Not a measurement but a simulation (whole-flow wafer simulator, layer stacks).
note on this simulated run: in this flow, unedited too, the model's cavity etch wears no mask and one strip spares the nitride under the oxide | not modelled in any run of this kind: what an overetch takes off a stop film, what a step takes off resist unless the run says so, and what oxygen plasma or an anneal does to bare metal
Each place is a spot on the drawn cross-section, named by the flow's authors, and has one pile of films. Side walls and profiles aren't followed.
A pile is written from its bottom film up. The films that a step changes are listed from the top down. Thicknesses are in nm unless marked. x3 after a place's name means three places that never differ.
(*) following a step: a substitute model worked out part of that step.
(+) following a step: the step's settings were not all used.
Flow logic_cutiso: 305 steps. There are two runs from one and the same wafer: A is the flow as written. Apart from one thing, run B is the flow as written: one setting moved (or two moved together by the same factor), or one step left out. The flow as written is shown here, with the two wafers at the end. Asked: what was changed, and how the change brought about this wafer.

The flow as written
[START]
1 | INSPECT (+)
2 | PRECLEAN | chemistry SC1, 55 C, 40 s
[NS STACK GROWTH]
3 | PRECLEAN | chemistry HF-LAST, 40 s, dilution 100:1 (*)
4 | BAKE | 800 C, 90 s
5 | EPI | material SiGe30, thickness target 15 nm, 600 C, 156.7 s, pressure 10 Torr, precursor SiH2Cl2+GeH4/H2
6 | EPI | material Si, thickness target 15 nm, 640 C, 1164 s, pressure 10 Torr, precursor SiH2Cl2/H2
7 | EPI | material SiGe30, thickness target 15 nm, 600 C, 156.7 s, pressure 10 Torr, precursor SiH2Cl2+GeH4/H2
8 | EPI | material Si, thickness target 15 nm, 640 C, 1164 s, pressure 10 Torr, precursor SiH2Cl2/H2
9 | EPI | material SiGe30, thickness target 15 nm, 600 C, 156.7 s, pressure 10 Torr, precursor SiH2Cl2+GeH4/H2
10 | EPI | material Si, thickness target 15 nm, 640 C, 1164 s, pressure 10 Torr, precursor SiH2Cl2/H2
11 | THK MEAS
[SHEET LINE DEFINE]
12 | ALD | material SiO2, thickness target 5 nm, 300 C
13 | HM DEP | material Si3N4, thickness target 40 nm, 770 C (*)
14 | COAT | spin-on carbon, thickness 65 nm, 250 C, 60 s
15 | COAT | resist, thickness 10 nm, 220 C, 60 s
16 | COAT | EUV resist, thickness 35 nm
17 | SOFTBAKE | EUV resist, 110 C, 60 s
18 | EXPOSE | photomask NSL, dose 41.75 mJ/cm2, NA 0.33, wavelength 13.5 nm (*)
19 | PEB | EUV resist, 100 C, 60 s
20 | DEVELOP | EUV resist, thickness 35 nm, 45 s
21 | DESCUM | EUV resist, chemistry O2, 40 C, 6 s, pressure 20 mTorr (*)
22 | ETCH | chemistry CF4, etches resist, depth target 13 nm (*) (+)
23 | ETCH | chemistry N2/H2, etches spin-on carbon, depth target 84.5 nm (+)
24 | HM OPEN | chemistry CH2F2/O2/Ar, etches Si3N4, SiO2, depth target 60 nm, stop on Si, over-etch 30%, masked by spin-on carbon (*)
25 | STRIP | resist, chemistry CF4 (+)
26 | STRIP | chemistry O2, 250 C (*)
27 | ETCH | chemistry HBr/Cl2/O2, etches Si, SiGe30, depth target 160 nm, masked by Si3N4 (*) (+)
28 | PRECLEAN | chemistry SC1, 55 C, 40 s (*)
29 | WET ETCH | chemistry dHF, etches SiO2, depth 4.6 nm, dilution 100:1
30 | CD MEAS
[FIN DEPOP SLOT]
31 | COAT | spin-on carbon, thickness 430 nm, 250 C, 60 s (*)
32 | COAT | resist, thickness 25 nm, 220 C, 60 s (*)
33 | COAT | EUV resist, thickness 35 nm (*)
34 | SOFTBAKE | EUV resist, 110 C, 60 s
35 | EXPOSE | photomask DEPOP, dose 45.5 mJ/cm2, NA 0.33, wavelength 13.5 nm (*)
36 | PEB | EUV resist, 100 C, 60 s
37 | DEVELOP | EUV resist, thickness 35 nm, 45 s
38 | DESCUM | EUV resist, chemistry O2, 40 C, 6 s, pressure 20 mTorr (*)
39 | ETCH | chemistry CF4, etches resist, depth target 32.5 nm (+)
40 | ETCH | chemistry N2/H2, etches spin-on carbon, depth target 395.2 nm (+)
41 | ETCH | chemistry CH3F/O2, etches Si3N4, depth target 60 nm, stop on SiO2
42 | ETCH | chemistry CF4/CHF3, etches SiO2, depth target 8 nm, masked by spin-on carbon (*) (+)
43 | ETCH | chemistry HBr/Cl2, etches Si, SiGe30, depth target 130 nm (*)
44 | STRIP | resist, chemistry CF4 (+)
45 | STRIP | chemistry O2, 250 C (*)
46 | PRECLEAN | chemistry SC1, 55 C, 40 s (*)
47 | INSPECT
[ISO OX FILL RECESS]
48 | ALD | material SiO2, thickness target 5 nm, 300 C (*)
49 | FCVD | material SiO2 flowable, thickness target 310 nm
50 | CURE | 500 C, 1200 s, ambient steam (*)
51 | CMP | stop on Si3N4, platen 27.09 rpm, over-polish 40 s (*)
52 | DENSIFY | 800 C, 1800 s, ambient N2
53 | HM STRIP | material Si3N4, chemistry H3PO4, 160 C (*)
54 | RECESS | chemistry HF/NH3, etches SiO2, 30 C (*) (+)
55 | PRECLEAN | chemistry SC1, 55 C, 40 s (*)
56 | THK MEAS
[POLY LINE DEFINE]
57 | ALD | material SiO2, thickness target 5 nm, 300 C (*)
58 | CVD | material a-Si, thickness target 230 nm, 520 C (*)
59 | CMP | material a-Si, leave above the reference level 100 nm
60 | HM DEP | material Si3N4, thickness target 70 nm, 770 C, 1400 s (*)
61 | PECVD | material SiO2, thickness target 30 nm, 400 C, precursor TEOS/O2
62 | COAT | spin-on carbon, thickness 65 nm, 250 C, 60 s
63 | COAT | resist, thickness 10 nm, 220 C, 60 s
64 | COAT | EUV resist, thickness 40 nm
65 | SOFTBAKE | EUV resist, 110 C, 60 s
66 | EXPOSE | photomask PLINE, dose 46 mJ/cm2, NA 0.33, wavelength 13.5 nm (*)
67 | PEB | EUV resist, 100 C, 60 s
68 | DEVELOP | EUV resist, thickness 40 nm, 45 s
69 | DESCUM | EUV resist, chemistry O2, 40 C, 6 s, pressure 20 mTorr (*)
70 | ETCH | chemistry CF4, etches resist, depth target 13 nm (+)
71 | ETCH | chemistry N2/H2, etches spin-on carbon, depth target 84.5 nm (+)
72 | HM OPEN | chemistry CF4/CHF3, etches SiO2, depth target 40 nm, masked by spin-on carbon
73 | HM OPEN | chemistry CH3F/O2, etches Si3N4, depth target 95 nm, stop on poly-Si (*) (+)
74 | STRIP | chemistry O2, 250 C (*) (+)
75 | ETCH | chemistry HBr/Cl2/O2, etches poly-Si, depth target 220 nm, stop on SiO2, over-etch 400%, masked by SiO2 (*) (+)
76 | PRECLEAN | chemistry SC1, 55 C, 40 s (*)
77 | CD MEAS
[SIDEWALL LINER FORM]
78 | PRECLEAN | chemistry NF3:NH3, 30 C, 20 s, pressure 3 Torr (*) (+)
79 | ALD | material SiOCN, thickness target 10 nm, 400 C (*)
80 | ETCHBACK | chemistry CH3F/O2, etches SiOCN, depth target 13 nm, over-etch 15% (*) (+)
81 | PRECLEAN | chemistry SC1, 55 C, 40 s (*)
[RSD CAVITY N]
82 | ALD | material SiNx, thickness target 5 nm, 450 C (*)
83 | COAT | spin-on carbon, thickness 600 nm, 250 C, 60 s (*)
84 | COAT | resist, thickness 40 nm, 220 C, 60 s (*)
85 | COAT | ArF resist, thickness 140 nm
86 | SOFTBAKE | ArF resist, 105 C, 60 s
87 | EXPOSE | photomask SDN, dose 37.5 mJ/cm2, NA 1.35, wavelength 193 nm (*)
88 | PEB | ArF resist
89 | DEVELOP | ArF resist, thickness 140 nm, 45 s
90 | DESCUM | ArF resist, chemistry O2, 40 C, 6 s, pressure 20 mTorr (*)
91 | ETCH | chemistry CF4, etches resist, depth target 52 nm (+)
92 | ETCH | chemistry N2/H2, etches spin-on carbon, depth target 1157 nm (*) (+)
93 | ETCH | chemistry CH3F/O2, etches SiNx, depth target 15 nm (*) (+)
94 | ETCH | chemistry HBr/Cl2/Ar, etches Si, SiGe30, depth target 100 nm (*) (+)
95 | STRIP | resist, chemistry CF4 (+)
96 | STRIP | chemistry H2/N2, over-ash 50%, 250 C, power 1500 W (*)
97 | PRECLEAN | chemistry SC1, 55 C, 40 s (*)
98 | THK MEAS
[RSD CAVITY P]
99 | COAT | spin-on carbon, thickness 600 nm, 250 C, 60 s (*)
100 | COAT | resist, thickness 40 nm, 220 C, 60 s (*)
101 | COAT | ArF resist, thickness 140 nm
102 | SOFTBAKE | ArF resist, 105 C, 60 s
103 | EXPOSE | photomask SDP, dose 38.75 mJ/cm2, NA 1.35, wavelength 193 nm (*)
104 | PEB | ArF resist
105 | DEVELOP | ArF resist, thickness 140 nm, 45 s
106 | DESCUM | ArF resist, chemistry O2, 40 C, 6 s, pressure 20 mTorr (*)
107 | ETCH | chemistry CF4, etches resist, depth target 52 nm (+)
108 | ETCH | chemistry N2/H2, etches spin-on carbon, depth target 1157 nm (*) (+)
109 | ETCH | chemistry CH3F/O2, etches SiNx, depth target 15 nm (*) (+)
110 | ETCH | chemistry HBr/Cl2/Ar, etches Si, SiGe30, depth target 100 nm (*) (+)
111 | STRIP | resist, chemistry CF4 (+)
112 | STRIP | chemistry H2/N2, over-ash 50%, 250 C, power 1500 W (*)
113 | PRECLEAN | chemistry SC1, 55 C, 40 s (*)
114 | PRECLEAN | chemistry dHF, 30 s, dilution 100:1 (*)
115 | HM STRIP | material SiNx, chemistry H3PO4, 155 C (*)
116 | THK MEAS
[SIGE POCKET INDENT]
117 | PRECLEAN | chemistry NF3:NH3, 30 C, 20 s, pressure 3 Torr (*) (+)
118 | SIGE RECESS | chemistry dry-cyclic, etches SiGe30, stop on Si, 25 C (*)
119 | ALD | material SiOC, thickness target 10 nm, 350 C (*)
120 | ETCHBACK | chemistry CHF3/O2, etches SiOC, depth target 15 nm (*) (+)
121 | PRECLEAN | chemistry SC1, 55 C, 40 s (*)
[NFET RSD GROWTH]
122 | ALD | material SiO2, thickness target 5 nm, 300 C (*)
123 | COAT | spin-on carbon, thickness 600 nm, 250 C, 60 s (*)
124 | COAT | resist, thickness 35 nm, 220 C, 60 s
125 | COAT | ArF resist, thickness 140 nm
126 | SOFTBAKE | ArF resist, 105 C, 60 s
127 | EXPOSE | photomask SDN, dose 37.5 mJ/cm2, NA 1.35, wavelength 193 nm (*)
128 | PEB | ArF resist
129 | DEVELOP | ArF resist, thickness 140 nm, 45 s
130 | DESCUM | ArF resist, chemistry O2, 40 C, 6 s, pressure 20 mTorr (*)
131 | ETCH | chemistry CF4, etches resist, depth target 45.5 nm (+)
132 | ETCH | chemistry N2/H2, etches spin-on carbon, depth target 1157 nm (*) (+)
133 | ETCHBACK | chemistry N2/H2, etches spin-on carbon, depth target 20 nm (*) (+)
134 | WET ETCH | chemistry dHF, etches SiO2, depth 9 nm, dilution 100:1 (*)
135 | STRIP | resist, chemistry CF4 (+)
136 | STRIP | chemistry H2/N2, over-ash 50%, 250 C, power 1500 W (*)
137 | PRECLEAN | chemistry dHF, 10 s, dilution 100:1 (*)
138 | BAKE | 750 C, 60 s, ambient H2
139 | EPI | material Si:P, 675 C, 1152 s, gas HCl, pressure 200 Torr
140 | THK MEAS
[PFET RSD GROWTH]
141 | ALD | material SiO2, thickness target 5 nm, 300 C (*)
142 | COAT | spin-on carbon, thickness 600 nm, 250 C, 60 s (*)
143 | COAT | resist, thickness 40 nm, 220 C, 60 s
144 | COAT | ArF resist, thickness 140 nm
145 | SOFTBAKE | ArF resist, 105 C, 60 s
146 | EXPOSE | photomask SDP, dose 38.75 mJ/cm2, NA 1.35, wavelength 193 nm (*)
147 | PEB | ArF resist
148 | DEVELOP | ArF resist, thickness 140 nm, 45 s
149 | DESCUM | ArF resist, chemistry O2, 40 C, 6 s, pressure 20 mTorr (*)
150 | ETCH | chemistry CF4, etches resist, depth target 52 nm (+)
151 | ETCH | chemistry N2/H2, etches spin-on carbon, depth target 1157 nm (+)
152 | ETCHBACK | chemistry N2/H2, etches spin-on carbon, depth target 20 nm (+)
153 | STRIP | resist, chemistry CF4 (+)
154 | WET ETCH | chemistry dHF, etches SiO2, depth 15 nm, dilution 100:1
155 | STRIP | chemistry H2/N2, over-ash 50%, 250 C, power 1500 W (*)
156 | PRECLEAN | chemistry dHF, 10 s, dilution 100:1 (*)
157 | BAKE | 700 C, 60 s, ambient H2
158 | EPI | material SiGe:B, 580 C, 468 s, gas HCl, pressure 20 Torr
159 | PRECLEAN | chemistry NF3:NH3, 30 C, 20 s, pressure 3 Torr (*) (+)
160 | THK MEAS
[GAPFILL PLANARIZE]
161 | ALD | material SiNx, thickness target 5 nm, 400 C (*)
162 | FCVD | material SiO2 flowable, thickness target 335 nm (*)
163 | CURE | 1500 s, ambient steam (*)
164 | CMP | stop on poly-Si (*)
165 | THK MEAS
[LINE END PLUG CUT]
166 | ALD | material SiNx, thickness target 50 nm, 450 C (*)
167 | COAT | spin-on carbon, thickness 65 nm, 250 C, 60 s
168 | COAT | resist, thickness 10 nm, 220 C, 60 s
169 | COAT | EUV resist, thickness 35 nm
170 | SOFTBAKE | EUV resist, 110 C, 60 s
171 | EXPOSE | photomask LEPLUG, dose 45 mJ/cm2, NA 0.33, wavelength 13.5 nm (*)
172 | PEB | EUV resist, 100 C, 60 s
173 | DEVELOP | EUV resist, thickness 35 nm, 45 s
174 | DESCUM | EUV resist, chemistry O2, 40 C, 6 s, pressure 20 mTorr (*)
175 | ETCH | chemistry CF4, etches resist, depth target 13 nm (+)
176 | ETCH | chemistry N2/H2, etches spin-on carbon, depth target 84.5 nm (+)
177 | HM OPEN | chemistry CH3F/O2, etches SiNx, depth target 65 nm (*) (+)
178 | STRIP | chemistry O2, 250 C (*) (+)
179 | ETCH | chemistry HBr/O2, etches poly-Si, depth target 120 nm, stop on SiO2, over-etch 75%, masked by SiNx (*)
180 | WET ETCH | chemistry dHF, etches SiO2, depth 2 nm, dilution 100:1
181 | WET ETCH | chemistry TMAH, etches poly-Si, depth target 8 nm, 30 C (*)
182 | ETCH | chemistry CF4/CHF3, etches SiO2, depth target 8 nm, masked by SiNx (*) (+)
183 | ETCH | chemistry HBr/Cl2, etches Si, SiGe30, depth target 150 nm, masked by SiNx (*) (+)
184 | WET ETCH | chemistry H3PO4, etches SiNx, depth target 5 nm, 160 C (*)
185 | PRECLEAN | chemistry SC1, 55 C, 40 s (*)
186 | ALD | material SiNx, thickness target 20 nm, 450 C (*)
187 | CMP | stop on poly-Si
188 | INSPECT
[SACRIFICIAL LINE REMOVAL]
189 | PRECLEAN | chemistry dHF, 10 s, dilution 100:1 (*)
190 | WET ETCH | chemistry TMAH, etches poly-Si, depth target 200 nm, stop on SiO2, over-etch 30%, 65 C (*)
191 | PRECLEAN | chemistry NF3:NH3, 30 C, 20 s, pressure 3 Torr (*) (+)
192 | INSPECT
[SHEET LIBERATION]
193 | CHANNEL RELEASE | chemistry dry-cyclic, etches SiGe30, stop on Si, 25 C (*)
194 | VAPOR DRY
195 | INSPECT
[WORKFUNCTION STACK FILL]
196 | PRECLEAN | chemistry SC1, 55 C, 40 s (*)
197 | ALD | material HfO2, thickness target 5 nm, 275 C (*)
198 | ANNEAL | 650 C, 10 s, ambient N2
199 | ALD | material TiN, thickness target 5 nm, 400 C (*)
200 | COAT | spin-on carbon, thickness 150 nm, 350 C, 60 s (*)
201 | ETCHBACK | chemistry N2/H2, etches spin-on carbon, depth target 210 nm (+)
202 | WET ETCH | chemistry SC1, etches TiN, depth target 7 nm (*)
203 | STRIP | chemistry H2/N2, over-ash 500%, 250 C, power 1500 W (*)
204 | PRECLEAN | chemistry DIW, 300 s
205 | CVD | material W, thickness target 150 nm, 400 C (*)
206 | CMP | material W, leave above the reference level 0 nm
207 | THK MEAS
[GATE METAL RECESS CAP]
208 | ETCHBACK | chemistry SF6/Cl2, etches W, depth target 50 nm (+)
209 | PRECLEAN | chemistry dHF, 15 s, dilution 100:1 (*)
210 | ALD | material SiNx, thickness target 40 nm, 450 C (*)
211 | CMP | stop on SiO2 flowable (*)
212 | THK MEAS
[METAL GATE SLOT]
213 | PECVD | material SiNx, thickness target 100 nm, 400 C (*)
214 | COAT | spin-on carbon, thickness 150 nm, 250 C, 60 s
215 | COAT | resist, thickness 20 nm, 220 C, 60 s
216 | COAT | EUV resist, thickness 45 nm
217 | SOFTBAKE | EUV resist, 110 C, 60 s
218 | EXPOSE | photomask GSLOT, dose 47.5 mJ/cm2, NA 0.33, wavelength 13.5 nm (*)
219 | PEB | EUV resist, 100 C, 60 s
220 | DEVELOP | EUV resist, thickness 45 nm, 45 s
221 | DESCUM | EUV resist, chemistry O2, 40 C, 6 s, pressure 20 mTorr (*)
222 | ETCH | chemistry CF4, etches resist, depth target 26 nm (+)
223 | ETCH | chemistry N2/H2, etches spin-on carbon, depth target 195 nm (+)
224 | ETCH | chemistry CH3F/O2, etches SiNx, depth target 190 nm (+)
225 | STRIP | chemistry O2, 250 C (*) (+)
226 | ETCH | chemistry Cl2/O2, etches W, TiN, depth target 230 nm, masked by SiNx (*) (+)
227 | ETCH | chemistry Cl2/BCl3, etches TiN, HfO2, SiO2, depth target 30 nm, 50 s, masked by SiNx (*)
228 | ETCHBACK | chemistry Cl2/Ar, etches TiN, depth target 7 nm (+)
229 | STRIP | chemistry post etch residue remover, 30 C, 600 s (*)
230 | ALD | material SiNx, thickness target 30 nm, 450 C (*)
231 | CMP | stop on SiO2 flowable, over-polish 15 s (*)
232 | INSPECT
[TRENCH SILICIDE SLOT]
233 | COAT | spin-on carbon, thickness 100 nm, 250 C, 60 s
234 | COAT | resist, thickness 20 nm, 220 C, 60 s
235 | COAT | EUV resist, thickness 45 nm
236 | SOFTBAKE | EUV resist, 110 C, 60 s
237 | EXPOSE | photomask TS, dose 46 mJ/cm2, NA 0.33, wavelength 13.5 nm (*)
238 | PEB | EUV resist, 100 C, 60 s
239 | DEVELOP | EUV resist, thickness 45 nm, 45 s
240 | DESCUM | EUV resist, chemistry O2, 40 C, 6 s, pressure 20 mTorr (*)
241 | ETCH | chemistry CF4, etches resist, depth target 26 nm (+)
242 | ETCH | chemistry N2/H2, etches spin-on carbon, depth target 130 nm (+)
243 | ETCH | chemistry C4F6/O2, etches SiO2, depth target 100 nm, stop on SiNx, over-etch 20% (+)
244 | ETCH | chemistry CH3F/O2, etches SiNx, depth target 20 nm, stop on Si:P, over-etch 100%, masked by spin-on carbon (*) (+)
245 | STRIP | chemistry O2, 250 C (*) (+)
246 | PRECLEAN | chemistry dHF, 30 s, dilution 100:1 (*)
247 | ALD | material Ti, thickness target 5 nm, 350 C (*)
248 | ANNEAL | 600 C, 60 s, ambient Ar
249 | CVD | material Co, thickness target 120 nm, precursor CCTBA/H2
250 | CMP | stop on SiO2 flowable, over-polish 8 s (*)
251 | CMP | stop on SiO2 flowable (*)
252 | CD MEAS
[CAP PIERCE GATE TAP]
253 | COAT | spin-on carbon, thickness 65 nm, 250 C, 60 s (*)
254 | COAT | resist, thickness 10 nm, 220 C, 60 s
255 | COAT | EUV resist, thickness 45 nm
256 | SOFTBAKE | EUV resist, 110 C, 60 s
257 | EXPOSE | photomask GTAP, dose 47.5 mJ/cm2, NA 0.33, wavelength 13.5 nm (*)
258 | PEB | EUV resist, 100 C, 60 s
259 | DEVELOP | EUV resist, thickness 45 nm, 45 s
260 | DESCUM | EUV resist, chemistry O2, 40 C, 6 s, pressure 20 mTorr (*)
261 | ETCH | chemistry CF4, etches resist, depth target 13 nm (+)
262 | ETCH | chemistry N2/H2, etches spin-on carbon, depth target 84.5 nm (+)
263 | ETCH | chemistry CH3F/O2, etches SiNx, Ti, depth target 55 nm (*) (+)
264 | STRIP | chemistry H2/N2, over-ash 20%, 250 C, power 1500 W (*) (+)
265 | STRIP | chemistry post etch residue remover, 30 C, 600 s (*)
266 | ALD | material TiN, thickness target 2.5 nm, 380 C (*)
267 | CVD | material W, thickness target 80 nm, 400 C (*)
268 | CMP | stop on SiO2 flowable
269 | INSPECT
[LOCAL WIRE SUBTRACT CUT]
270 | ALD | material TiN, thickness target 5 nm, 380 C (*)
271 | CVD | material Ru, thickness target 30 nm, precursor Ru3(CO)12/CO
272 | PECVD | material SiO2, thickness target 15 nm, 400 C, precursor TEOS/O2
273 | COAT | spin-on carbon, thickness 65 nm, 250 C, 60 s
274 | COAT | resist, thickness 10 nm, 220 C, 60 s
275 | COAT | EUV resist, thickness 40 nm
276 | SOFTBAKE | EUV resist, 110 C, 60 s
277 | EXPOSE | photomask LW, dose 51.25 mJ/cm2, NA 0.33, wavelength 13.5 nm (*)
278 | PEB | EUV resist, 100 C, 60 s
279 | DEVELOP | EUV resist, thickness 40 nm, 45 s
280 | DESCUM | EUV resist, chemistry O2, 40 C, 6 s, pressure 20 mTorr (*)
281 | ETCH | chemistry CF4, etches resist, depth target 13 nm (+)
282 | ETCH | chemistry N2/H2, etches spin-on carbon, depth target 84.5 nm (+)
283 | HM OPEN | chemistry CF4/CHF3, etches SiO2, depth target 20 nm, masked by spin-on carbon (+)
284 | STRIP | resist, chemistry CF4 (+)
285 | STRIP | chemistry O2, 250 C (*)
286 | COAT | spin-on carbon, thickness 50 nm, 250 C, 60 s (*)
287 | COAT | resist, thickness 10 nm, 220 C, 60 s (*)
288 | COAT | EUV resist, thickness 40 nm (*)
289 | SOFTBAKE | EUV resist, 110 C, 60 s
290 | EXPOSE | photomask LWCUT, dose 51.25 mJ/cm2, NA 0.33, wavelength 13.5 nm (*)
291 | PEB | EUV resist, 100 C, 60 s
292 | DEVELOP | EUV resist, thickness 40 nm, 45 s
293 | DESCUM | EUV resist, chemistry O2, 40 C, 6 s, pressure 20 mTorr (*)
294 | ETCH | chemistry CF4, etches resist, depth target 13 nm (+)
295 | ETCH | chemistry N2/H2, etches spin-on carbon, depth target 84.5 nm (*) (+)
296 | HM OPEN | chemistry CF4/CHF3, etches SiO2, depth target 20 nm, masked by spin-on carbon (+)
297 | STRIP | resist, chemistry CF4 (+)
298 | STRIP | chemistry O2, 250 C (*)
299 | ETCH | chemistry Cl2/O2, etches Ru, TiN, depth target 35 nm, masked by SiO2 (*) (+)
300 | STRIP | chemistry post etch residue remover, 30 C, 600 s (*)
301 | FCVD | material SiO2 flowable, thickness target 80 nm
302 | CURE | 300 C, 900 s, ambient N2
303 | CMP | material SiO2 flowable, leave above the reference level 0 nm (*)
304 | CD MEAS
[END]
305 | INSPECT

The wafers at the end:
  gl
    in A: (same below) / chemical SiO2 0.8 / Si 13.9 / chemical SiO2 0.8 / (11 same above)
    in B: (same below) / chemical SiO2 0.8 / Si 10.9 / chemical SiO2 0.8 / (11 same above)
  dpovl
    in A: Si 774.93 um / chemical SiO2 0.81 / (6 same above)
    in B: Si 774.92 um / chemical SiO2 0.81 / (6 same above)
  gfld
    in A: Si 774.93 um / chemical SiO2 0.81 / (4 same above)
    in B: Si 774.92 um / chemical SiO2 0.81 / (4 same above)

Cause: step 8, EPI: 931.5 s was run, while the flow as written has 1164 s.

Step by step, how the change led to this:
  8 | EPI | material Si, thickness target 15 nm, 640 C, 1164 s, pressure 10 Torr, precursor SiH2Cl2/H2
      depop, dpovl, gfld and 19 more: A Si gains 15 (new film) | B Si gains 12 (new film)
  27 | ETCH | chemistry HBr/Cl2/O2, etches Si, SiGe30, depth target 160 nm, masked by Si3N4 (*) (+)
      gfld, gxf, iso, lnri: A chemical SiO2 loses 0.79 (all of it), Si loses 11.4 (all of it), SiGe30 loses 15 (all of it), Si loses 15 (all of it), SiGe30 loses 15 (all of it), Si loses 15 (all of it), SiGe30 loses 15 (all of it), Si loses 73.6 | B chemical SiO2 loses 0.79 (all of it), Si loses 11.4 (all of it), SiGe30 loses 15 (all of it), Si loses 12 (all of it), SiGe30 loses 15 (all of it), Si loses 15 (all of it), SiGe30 loses 15 (all of it), Si loses 76.6
      dpovl, nsgap: A chemical SiO2 loses 0.79 (all of it), Si loses 11.8 (all of it), SiGe30 loses 15 (all of it), Si loses 15 (all of it), SiGe30 loses 15 (all of it), Si loses 15 (all of it), SiGe30 loses 15 (all of it), Si loses 73.2 | B chemical SiO2 loses 0.79 (all of it), Si loses 11.8 (all of it), SiGe30 loses 15 (all of it), Si loses 12 (all of it), SiGe30 loses 15 (all of it), Si loses 15 (all of it), SiGe30 loses 15 (all of it), Si loses 76.2
      (also at 1 further place)
  43 | ETCH | chemistry HBr/Cl2, etches Si, SiGe30, depth target 130 nm (*)
      depop: A Si loses 14 (all of it), SiGe30 loses 15 (all of it), Si loses 15 (all of it), SiGe30 loses 15 (all of it), Si loses 15 (all of it), SiGe30 loses 15 (all of it), Si loses 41 | B Si loses 14 (all of it), SiGe30 loses 15 (all of it), Si loses 12 (all of it), SiGe30 loses 15 (all of it), Si loses 15 (all of it), SiGe30 loses 15 (all of it), Si loses 44
  94 | ETCH | chemistry HBr/Cl2/Ar, etches Si, SiGe30, depth target 100 nm (*) (+)
      rsdn, rsdx: A chemical SiO2 loses 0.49 (all of it), Si loses 12.8 (all of it), SiGe30 loses 15 (all of it), Si loses 15 (all of it), SiGe30 loses 15 (all of it), Si loses 15 (all of it), SiGe30 loses 15 (all of it), Si loses 12.2 | B chemical SiO2 loses 0.49 (all of it), Si loses 12.8 (all of it), SiGe30 loses 15 (all of it), Si loses 12 (all of it), SiGe30 loses 15 (all of it), Si loses 15 (all of it), SiGe30 loses 15 (all of it), Si loses 15.2
  110 | ETCH | chemistry HBr/Cl2/Ar, etches Si, SiGe30, depth target 100 nm (*) (+)
      rsdp, rsdw: A chemical SiO2 loses 0.49 (all of it), Si loses 12.8 (all of it), SiGe30 loses 15 (all of it), Si loses 15 (all of it), SiGe30 loses 15 (all of it), Si loses 15 (all of it), SiGe30 loses 15 (all of it), Si loses 12.2 | B chemical SiO2 loses 0.49 (all of it), Si loses 12.8 (all of it), SiGe30 loses 15 (all of it), Si loses 12 (all of it), SiGe30 loses 15 (all of it), Si loses 15 (all of it), SiGe30 loses 15 (all of it), Si loses 15.2
  183 | ETCH | chemistry HBr/Cl2, etches Si, SiGe30, depth target 150 nm, masked by SiNx (*) (+)
      plug: A Si loses 13.6 (all of it), SiGe30 loses 15 (all of it), Si loses 15 (all of it), SiGe30 loses 15 (all of it), Si loses 15 (all of it), SiGe30 loses 15 (all of it), Si loses 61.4 | B Si loses 13.6 (all of it), SiGe30 loses 15 (all of it), Si loses 12 (all of it), SiGe30 loses 15 (all of it), Si loses 15 (all of it), SiGe30 loses 15 (all of it), Si loses 64.4
